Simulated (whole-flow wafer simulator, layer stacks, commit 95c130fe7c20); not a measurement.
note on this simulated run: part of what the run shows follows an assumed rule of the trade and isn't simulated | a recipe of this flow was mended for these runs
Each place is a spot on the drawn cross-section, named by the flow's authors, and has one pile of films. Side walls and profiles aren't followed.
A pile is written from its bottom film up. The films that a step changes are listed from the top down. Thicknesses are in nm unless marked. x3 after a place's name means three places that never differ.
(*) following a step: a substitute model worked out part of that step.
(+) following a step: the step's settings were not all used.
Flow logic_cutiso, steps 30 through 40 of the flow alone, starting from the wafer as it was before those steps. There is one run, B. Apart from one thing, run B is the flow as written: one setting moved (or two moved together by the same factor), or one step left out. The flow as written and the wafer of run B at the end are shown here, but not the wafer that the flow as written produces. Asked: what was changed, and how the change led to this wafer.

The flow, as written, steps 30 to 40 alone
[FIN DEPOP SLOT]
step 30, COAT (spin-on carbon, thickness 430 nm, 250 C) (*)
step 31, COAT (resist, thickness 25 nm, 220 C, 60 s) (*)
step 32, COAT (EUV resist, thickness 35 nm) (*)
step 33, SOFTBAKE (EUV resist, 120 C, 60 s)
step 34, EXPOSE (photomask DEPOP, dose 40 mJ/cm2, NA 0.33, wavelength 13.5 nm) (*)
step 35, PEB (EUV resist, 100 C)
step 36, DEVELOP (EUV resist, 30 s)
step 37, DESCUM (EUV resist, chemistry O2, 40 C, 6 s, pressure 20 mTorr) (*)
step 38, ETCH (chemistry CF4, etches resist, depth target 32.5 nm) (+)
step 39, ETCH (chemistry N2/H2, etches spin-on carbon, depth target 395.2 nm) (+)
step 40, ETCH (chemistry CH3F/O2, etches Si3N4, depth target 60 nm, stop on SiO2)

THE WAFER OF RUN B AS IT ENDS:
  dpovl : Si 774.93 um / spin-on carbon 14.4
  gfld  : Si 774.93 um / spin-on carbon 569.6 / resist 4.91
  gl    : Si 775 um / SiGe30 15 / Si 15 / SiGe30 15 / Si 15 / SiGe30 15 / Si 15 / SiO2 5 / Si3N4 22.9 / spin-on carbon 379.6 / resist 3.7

The reason: step 39, ETCH: depth target 480.6 nm was run, whereas the flow has depth target 395.2 nm.

The path from the change to this, step by step:
  step 39, ETCH (chemistry N2/H2, etches spin-on carbon, depth target 395.2 nm) (+)
      gl, glp, gxp and 10 more: EUV resist loses 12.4 (all of it), resist loses 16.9 (it would be, as written: EUV resist loses 12.4 (all of it), resist loses 13.9)
      gfld, gxf, gxn, iso, lnr, lnri, rsdx: EUV resist loses 12.5 (all of it), resist loses 16.9 (it would be, as written: EUV resist loses 12.5 (all of it), resist loses 13.9)
      (and at 2 other places as well)
  step 40, ETCH (chemistry CH3F/O2, etches Si3N4, depth target 60 nm, stop on SiO2)
      depop: Si3N4 loses 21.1 (all of it), SiO2 loses 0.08 (it would be, as written: Si3N4 loses 22 (all of it), SiO2 loses 0.08)
      dpovl: spin-on carbon loses 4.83 (it would be, as written: spin-on carbon loses 11)
